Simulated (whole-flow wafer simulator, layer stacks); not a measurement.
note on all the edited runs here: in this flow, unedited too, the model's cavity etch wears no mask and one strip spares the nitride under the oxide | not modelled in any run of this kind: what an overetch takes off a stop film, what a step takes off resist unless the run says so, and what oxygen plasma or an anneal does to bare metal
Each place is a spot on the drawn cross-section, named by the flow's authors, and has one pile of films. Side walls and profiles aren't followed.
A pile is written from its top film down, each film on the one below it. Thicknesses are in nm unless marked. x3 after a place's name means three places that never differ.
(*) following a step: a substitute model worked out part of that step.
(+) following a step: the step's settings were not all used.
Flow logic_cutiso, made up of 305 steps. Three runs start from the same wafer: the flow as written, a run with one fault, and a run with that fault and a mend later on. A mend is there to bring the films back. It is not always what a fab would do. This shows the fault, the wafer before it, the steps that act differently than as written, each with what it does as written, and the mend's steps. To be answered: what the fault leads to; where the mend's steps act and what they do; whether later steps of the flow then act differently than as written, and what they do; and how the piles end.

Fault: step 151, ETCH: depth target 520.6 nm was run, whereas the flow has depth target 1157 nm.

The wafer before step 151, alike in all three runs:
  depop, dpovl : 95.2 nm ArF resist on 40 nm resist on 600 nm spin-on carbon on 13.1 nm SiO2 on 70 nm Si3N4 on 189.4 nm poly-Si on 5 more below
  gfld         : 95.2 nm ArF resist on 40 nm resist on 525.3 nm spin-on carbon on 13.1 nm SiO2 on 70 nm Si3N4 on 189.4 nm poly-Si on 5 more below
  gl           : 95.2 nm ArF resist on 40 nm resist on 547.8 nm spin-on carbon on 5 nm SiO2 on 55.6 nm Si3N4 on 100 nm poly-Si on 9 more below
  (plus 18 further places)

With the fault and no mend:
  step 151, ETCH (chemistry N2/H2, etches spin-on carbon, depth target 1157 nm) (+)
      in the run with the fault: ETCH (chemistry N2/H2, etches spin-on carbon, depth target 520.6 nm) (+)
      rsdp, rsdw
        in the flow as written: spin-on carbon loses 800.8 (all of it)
        in the run with the fault: spin-on carbon loses 520.6
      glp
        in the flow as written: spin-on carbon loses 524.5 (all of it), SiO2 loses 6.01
        in the run with the fault: spin-on carbon loses 520.6
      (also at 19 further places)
  Steps further on in the flow that do not act as written (15 other steps are not shown; they differ only slightly, by no more than 2% or 0.5 nm, whichever is larger):
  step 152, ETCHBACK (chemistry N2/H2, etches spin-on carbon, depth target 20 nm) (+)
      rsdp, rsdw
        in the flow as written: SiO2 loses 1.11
        in the run with the fault: spin-on carbon loses 20
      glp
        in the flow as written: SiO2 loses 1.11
        in the run with the fault: spin-on carbon loses 3.89 (all of it), SiO2 loses 0.9
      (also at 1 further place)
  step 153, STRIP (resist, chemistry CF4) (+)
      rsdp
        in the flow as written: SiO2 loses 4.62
        in the run with the fault: nothing
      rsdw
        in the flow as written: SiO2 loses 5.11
        in the run with the fault: nothing
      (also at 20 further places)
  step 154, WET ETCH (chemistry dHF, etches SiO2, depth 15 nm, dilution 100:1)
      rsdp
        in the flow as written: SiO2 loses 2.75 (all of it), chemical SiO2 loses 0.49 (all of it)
        in the run with the fault: nothing
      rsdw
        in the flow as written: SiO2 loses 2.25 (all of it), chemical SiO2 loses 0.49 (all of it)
        in the run with the fault: nothing
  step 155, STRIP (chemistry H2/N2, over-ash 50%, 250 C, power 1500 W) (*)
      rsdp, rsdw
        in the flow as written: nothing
        in the run with the fault: spin-on carbon loses 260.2 (all of it)
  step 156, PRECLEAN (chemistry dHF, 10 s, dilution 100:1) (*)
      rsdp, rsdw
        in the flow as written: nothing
        in the run with the fault: SiO2 loses 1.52
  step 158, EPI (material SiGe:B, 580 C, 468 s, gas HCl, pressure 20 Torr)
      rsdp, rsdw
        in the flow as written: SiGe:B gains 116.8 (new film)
        in the run with the fault: SiGe:B gains 109.4 (new film)
  The piles end different from the flow's at rsdp, rsdw by more than 2% or 0.5 nm, whichever is larger.
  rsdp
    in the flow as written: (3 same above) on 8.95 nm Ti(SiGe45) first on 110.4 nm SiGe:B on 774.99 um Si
    in the run with the fault: (3 same above) on 8.95 nm Ti(SiGe45) first on 102.9 nm SiGe:B on 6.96 nm SiO2 on 0.49 nm chemical SiO2 on 774.99 um Si
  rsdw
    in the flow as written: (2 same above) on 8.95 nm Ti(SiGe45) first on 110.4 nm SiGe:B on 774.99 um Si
    in the run with the fault: (2 same above) on 8.95 nm Ti(SiGe45) first on 102.9 nm SiGe:B on 6.96 nm SiO2 on 0.49 nm chemical SiO2 on 774.99 um Si

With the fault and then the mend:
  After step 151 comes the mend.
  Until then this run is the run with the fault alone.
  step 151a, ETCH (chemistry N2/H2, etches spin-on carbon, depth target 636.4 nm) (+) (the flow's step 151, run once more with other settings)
      depop, dpovl, gfld and 14 more
        resist loses 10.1
      rsdp, rsdw
        spin-on carbon loses 280.2 (all of it)
      glp
        spin-on carbon loses 3.89 (all of it), SiO2 loses 6.01
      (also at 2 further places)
  Later steps of the flow that are run all act as written at every place that is followed.
  The piles end the same as the flow's at every place that both follow.
